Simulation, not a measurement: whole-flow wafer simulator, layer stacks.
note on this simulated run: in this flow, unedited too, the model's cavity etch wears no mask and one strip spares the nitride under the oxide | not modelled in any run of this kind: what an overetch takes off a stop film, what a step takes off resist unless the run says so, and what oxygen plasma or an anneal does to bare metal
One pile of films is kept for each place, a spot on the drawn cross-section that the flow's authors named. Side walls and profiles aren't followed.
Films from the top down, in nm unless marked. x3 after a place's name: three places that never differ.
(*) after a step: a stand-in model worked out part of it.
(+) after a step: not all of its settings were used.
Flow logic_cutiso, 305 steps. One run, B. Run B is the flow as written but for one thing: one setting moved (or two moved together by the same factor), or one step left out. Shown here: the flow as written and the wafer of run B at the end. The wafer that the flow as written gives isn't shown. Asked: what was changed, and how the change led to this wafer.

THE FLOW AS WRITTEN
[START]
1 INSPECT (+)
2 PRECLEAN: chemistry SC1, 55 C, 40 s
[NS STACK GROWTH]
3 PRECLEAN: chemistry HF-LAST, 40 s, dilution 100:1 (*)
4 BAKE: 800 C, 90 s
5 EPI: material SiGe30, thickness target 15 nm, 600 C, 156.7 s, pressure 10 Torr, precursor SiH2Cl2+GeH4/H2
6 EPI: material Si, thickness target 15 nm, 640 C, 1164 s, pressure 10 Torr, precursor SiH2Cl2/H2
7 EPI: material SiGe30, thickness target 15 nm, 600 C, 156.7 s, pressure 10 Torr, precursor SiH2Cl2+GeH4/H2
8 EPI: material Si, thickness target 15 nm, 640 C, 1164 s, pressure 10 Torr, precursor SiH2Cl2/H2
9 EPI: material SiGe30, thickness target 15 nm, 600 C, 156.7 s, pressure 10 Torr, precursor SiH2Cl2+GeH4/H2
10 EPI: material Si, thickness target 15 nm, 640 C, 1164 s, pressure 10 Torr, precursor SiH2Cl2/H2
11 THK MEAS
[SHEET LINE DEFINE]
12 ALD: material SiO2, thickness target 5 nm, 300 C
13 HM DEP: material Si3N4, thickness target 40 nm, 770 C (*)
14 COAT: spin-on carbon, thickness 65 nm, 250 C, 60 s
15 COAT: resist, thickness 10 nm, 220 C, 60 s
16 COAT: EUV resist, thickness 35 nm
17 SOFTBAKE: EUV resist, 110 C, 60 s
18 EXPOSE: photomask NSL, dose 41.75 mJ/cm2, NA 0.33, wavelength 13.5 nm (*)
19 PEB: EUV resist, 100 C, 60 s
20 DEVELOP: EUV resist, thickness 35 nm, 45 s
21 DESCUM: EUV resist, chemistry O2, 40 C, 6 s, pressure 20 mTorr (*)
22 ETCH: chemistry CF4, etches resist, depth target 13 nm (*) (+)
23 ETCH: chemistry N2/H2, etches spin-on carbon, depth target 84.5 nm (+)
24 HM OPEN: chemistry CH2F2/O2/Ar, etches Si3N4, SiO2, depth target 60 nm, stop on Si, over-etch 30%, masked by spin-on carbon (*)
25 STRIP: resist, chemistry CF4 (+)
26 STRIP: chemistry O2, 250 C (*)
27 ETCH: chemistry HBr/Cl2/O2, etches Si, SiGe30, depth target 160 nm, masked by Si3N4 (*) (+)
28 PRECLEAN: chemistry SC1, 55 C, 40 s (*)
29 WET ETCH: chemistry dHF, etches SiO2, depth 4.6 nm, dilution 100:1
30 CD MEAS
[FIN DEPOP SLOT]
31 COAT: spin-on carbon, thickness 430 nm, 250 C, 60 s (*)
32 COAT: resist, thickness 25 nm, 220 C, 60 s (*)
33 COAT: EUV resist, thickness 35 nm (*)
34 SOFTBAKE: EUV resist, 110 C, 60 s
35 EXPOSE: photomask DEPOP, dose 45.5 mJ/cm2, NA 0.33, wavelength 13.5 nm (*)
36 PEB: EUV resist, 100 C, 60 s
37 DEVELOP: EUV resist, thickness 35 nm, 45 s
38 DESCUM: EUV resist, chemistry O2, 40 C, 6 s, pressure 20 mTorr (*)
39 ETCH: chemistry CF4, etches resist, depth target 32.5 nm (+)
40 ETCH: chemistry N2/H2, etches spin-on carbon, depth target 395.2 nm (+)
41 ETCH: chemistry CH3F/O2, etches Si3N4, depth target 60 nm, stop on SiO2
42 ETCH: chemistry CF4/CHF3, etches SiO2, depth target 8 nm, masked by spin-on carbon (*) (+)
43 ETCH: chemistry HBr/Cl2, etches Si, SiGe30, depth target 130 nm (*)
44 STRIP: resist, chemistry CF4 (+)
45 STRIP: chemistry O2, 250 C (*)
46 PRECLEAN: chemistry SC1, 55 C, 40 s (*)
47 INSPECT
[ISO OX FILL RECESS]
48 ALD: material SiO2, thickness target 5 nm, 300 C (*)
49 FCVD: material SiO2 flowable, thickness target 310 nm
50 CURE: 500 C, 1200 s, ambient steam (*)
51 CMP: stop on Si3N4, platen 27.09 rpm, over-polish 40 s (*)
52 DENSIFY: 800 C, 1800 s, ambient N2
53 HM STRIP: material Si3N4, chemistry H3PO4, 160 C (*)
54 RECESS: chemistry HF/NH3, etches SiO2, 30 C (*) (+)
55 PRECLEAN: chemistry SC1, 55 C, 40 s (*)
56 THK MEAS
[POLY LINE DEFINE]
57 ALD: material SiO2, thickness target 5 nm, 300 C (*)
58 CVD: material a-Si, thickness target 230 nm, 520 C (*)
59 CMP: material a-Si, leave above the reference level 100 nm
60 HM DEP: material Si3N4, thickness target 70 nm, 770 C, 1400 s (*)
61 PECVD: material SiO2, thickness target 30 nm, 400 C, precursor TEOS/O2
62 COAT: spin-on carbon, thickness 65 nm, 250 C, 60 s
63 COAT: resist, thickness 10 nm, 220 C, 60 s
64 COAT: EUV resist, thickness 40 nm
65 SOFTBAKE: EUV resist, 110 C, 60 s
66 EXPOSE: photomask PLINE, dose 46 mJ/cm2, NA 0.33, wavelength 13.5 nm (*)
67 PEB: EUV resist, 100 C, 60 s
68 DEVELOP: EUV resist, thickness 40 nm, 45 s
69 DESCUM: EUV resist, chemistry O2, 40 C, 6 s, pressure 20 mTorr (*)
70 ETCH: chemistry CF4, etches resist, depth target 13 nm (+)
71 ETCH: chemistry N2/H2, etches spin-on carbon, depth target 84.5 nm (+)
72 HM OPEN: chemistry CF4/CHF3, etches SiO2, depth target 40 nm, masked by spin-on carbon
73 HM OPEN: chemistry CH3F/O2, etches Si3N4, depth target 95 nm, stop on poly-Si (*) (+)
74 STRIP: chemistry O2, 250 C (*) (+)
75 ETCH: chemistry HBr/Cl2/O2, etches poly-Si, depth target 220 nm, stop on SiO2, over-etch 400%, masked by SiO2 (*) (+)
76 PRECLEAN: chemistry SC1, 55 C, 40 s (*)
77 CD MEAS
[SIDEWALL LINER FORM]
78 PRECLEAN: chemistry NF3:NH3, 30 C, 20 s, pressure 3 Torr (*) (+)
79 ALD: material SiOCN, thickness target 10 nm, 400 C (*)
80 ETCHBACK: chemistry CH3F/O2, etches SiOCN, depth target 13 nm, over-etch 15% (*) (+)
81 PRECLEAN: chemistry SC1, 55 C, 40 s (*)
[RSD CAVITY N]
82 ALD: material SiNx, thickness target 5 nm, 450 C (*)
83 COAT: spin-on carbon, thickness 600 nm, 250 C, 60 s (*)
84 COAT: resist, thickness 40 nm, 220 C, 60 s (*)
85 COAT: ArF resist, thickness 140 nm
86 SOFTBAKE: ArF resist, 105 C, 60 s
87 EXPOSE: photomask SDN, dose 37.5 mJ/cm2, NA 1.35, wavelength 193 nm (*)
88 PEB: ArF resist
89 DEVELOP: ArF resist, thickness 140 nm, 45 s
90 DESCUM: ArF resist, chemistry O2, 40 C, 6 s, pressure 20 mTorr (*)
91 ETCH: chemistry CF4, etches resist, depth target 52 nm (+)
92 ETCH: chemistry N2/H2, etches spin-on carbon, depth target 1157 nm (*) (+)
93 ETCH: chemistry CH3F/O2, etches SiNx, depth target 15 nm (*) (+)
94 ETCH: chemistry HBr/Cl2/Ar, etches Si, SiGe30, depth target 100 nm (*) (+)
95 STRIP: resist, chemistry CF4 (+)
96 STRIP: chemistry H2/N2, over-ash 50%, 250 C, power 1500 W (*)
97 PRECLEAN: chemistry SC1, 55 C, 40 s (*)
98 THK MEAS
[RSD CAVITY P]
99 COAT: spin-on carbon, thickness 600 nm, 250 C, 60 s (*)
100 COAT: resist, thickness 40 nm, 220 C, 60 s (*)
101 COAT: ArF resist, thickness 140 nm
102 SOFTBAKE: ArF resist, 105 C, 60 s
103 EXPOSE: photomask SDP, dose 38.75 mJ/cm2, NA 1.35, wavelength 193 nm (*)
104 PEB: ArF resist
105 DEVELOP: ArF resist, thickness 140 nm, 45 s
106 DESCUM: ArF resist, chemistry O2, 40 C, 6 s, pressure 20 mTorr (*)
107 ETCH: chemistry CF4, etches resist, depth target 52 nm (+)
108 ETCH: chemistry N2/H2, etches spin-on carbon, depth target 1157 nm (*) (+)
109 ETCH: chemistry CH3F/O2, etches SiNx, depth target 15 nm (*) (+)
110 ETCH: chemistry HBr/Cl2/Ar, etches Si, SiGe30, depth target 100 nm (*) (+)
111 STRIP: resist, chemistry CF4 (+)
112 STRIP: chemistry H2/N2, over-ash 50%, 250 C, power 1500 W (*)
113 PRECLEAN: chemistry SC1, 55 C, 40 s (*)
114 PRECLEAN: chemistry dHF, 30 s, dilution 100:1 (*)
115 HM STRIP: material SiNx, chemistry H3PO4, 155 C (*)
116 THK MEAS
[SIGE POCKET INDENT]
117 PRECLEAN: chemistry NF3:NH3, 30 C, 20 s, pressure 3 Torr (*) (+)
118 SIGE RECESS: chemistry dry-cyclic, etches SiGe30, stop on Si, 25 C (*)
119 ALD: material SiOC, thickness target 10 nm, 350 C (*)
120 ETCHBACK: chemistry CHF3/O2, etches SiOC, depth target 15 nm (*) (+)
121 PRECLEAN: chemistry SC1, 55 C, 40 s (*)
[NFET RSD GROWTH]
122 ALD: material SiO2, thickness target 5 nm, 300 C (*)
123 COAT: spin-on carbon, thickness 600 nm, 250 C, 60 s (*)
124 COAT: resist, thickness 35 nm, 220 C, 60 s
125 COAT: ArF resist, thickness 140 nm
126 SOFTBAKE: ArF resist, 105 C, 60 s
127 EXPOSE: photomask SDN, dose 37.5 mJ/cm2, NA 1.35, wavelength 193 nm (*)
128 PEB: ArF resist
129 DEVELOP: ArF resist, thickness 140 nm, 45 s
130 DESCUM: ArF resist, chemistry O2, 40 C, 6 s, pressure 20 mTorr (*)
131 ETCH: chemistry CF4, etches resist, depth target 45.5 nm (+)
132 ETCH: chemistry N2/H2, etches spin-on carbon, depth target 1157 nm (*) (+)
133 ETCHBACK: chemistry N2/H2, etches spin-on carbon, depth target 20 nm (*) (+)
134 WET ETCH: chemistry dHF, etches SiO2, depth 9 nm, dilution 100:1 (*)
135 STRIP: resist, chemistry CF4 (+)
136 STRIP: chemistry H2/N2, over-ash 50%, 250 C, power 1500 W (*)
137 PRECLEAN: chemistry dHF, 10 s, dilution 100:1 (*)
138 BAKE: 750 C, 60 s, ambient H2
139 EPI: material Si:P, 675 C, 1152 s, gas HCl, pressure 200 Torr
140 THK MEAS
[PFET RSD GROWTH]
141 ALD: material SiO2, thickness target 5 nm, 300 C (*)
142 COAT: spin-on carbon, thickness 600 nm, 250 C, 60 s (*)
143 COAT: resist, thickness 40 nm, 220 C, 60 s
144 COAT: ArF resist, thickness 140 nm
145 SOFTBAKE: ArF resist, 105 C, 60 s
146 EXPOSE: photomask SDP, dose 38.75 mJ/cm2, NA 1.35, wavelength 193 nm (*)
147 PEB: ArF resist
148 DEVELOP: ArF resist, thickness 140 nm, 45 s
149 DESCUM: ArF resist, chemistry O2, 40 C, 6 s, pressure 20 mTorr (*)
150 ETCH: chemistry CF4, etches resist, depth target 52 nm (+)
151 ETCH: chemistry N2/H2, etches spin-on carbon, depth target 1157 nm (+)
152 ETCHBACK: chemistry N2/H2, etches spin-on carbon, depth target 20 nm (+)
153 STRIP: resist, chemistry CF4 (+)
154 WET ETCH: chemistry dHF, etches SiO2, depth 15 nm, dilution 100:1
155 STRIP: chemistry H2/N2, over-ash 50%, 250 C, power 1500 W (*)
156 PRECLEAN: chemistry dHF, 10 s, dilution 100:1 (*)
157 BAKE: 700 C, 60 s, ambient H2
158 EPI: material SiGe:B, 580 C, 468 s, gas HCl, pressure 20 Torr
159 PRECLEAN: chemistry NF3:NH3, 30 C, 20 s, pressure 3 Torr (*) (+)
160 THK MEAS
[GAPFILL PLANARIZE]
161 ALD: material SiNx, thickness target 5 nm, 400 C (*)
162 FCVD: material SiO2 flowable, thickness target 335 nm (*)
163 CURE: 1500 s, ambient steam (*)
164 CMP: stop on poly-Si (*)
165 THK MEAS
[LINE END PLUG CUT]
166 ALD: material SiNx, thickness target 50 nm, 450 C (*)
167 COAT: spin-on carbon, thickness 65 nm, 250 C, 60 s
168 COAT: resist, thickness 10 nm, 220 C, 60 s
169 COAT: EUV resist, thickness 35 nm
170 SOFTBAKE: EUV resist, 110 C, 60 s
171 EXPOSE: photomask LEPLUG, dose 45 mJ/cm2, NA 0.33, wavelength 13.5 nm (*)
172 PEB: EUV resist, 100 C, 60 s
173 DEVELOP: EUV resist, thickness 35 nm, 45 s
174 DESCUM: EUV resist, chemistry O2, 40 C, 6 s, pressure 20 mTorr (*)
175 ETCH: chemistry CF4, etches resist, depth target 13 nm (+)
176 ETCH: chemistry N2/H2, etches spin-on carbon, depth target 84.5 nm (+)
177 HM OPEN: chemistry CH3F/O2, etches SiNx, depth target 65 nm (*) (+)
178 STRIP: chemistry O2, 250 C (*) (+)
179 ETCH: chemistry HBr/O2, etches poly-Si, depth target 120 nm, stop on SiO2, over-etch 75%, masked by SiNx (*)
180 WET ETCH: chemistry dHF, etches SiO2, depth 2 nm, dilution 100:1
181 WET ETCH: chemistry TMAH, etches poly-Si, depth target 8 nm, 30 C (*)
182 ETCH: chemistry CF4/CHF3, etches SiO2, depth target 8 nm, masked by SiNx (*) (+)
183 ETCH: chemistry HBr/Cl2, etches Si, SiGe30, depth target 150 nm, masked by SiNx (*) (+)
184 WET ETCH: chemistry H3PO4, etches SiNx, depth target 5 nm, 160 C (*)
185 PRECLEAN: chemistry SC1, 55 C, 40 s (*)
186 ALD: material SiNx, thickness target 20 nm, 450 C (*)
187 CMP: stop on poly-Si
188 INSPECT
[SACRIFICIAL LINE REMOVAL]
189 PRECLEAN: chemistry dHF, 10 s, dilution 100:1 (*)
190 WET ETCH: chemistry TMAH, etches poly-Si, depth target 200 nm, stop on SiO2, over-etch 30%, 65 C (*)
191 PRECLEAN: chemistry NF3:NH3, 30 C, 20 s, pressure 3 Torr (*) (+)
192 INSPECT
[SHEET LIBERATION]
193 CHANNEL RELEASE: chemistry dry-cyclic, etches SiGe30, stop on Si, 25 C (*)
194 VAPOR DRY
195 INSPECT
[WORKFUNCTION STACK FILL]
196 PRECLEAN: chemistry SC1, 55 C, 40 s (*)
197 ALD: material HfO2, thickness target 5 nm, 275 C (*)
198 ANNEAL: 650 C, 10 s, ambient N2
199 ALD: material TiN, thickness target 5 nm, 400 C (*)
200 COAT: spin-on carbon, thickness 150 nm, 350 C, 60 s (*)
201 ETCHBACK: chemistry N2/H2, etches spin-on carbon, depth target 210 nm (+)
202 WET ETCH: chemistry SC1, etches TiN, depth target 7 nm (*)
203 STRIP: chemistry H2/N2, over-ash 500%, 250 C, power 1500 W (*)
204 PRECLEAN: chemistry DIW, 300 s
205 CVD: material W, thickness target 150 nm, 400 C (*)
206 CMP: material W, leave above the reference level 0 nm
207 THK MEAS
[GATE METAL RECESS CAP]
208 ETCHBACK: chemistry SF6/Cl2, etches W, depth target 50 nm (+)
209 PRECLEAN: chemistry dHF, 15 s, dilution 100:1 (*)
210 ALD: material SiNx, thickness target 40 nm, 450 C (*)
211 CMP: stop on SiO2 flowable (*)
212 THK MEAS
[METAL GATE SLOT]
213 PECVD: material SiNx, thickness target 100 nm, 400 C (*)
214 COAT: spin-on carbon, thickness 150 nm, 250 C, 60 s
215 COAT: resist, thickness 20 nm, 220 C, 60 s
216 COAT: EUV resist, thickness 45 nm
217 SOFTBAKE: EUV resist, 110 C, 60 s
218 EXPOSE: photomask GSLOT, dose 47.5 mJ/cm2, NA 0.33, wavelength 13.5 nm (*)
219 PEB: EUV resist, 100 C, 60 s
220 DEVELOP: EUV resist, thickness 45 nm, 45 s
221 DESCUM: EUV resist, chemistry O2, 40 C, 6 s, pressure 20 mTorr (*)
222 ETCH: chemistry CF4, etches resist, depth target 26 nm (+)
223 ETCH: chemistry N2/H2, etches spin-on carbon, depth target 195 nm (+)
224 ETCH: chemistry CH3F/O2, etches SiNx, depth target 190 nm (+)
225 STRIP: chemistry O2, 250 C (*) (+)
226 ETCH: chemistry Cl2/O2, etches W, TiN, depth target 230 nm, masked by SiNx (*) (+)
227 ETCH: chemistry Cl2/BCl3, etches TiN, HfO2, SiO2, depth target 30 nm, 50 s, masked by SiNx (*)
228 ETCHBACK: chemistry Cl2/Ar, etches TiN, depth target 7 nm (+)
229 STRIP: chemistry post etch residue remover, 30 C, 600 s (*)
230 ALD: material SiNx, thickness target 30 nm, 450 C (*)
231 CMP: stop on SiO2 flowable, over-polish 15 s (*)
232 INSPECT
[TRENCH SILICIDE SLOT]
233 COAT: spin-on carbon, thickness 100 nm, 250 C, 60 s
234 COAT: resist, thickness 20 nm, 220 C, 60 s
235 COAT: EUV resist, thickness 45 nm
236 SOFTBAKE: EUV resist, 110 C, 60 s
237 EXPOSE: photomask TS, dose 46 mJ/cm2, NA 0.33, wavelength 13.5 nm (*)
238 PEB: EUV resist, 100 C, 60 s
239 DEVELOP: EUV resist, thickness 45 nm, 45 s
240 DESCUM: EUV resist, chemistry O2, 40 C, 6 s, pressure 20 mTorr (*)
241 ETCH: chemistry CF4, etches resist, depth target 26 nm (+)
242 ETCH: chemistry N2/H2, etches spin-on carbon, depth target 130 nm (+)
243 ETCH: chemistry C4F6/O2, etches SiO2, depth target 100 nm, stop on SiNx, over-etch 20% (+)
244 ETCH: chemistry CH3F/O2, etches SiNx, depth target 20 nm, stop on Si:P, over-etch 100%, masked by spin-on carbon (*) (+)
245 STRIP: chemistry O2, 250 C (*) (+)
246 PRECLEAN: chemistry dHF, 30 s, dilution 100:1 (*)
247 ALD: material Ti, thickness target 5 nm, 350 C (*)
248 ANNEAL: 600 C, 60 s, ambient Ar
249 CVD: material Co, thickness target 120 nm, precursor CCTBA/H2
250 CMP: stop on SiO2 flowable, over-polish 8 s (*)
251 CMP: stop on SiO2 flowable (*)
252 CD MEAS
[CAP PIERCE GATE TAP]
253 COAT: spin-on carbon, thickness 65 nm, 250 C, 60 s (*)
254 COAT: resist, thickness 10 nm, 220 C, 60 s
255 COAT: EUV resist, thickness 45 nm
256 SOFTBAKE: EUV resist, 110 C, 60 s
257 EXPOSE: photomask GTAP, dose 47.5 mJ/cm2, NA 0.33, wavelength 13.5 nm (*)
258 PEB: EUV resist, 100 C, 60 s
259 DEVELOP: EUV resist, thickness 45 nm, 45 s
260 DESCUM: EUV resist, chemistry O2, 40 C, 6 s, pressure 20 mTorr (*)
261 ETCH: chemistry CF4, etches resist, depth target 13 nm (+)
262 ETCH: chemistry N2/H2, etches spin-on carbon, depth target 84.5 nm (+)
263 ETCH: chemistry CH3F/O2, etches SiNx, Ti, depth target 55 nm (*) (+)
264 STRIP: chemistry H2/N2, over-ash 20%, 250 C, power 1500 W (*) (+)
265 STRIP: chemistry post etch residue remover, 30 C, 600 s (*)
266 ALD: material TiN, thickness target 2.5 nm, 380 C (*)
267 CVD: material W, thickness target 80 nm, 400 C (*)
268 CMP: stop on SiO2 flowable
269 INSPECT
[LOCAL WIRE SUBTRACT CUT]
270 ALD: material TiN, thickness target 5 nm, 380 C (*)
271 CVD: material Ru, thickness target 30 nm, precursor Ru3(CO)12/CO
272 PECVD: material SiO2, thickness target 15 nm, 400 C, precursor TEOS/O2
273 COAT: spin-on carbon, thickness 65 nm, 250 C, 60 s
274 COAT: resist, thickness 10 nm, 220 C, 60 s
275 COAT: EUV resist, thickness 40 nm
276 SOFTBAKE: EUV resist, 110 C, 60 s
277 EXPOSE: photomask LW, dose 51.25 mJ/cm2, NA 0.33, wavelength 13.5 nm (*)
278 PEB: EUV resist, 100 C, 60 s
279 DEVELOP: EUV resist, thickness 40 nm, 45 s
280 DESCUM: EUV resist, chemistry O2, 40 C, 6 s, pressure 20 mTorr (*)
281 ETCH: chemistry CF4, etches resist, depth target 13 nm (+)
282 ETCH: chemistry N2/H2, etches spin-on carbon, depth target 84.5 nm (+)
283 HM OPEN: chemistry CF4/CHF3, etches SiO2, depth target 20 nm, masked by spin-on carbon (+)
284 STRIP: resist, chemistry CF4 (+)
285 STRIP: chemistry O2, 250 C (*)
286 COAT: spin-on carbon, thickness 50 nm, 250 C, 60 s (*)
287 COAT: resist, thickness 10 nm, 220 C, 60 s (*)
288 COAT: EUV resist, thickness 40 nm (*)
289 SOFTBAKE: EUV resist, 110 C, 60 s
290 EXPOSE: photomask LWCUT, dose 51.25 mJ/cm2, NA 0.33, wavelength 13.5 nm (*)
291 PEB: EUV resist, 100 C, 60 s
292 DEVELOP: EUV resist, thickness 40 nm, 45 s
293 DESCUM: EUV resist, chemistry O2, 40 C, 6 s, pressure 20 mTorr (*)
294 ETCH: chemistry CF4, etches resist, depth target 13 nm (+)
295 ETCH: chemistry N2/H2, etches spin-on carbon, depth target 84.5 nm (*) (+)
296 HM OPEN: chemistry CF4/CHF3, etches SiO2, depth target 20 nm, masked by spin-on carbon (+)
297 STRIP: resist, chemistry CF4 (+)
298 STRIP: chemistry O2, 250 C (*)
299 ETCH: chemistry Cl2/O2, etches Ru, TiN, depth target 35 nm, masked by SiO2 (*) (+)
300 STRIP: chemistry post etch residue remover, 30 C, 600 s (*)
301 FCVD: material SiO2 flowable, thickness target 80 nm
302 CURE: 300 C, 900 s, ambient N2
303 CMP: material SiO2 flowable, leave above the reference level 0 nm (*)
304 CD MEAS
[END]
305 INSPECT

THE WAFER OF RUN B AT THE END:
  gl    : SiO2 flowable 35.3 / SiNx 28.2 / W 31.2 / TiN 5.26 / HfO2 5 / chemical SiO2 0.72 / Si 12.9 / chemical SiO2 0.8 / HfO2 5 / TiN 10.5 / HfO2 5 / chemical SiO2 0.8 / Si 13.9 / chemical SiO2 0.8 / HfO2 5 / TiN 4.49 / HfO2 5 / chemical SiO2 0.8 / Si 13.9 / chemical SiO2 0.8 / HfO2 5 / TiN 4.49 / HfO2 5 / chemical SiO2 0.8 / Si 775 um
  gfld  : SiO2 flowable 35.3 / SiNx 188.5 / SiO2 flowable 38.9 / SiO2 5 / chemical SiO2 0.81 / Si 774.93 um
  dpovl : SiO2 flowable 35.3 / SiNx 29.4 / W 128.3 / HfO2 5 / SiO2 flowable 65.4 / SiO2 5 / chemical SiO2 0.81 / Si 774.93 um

The cause: step 9, EPI: thickness target 21 nm was run, where the flow has thickness target 15 nm; step 9, EPI: 219.4 s was run, where the flow has 156.7 s.

How the change led to this, step by step:
  9 EPI: material SiGe30, thickness target 15 nm, 600 C, 156.7 s, pressure 10 Torr, precursor SiH2Cl2+GeH4/H2
      depop, dpovl, gfld and 19 more: SiGe30 +21 (new film) (as written it would be: SiGe30 +15 (new film))
  27 ETCH: chemistry HBr/Cl2/O2, etches Si, SiGe30, depth target 160 nm, masked by Si3N4 (*) (+)
      gfld, gxf, iso, lnri: chemical SiO2 -0.79 (all of it), Si -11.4 (all of it), SiGe30 -21 (all of it), Si -15 (all of it), SiGe30 -15 (all of it), Si -15 (all of it), SiGe30 -15 (all of it), Si -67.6 (as written it would be: chemical SiO2 -0.79 (all of it), Si -11.4 (all of it), SiGe30 -15 (all of it), Si -15 (all of it), SiGe30 -15 (all of it), Si -15 (all of it), SiGe30 -15 (all of it), Si -73.6)
      dpovl, nsgap: chemical SiO2 -0.79 (all of it), Si -11.8 (all of it), SiGe30 -21 (all of it), Si -15 (all of it), SiGe30 -15 (all of it), Si -15 (all of it), SiGe30 -15 (all of it), Si -67.2 (as written it would be: chemical SiO2 -0.79 (all of it), Si -11.8 (all of it), SiGe30 -15 (all of it), Si -15 (all of it), SiGe30 -15 (all of it), Si -15 (all of it), SiGe30 -15 (all of it), Si -73.2)
      (and at 1 more place)
  43 ETCH: chemistry HBr/Cl2, etches Si, SiGe30, depth target 130 nm (*)
      depop: Si -14 (all of it), SiGe30 -21 (all of it), Si -15 (all of it), SiGe30 -15 (all of it), Si -15 (all of it), SiGe30 -15 (all of it), Si -35 (as written it would be: Si -14 (all of it), SiGe30 -15 (all of it), Si -15 (all of it), SiGe30 -15 (all of it), Si -15 (all of it), SiGe30 -15 (all of it), Si -41)
  94 ETCH: chemistry HBr/Cl2/Ar, etches Si, SiGe30, depth target 100 nm (*) (+)
      rsdn, rsdx: chemical SiO2 -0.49 (all of it), Si -12.8 (all of it), SiGe30 -21 (all of it), Si -15 (all of it), SiGe30 -15 (all of it), Si -15 (all of it), SiGe30 -15 (all of it), Si -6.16 (as written it would be: chemical SiO2 -0.49 (all of it), Si -12.8 (all of it), SiGe30 -15 (all of it), Si -15 (all of it), SiGe30 -15 (all of it), Si -15 (all of it), SiGe30 -15 (all of it), Si -12.2)
  110 ETCH: chemistry HBr/Cl2/Ar, etches Si, SiGe30, depth target 100 nm (*) (+)
      rsdp, rsdw: chemical SiO2 -0.49 (all of it), Si -12.8 (all of it), SiGe30 -21 (all of it), Si -15 (all of it), SiGe30 -15 (all of it), Si -15 (all of it), SiGe30 -15 (all of it), Si -6.16 (as written it would be: chemical SiO2 -0.49 (all of it), Si -12.8 (all of it), SiGe30 -15 (all of it), Si -15 (all of it), SiGe30 -15 (all of it), Si -15 (all of it), SiGe30 -15 (all of it), Si -12.2)
  118 SIGE RECESS: chemistry dry-cyclic, etches SiGe30, stop on Si, 25 C (*)
      lnr, lnrp, lnrt: SiOCN -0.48, Si -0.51, cavity +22 (new film), SiGe30 -21 (all of it), Si -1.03, cavity +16 (new film), SiGe30 -15 (all of it), Si -1.03, cavity +16 (new film), SiGe30 -15 (all of it), Si -0.51 (as written it would be: SiOCN -0.48, Si -0.51, cavity +16 (new film), SiGe30 -15 (all of it), Si -1.03, cavity +16 (new film), SiGe30 -15 (all of it), Si -1.03, cavity +16 (new film), SiGe30 -15 (all of it), Si -0.51)
  119 ALD: material SiOC, thickness target 10 nm, 350 C (*)
      lnr, lnrp, lnrt: SiOC +10 (new film), SiOC +22 (new film), cavity -22 (all of it), SiOC +16 (new film), cavity -16 (all of it), SiOC +16 (new film), cavity -16 (all of it) (as written it would be: SiOC +10 (new film), SiOC +16 (new film), cavity -16 (all of it), SiOC +16 (new film), cavity -16 (all of it), SiOC +16 (new film), cavity -16 (all of it))
  183 ETCH: chemistry HBr/Cl2, etches Si, SiGe30, depth target 150 nm, masked by SiNx (*) (+)
      plug: Si -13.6 (all of it), SiGe30 -21 (all of it), Si -15 (all of it), SiGe30 -15 (all of it), Si -15 (all of it), SiGe30 -15 (all of it), Si -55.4 (as written it would be: Si -13.6 (all of it), SiGe30 -15 (all of it), Si -15 (all of it), SiGe30 -15 (all of it), Si -15 (all of it), SiGe30 -15 (all of it), Si -61.4)
  193 CHANNEL RELEASE: chemistry dry-cyclic, etches SiGe30, stop on Si, 25 C (*)
      gl, glp, gxn, gxp, ns, tap: chemical SiO2 +0.8 (new film), Si -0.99, chemical SiO2 +0.8 (new film), cavity +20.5 (new film), chemical SiO2 +0.8 (new film), SiGe30 -21 (all of it), Si -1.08, chemical SiO2 +0.8 (new film), cavity +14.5 (new film), chemical SiO2 +0.8 (new film), SiGe30 -15 (all of it), Si -1.08, chemical SiO2 +0.8 (new film), cavity +14.5 (new film), chemical SiO2 +0.8 (new film), SiGe30 -15 (all of it), Si -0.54 (as written it would be: chemical SiO2 +0.8 (new film), Si -0.99, chemical SiO2 +0.8 (new film), cavity +14.5 (new film), chemical SiO2 +0.8 (new film), SiGe30 -15 (all of it), Si -1.08, chemical SiO2 +0.8 (new film), cavity +14.5 (new film), chemical SiO2 +0.8 (new film), SiGe30 -15 (all of it), Si -1.08, chemical SiO2 +0.8 (new film), cavity +14.5 (new film), chemical SiO2 +0.8 (new film), SiGe30 -15 (all of it), Si -0.54)
  199 ALD: material TiN, thickness target 5 nm, 400 C (*)
      gl, glp, tap: TiN +5.26 (new film), TiN +10.5 (new film), cavity -10.5 (all of it), TiN +4.49 (new film), cavity -4.49 (all of it), TiN +4.49 (new film), cavity -4.49 (all of it) (as written it would be: TiN +5.26 (new film), TiN +4.49 (new film), cavity -4.49 (all of it), TiN +4.49 (new film), cavity -4.49 (all of it), TiN +4.49 (new film), cavity -4.49 (all of it))
      gxn, gxp, ns: TiN +5 (new film), TiN +10.5 (new film), cavity -10.5 (all of it), TiN +4.49 (new film), cavity -4.49 (all of it), TiN +4.49 (new film), cavity -4.49 (all of it) (as written it would be: TiN +5 (new film), TiN +4.49 (new film), cavity -4.49 (all of it), TiN +4.49 (new film), cavity -4.49 (all of it), TiN +4.49 (new film), cavity -4.49 (all of it))
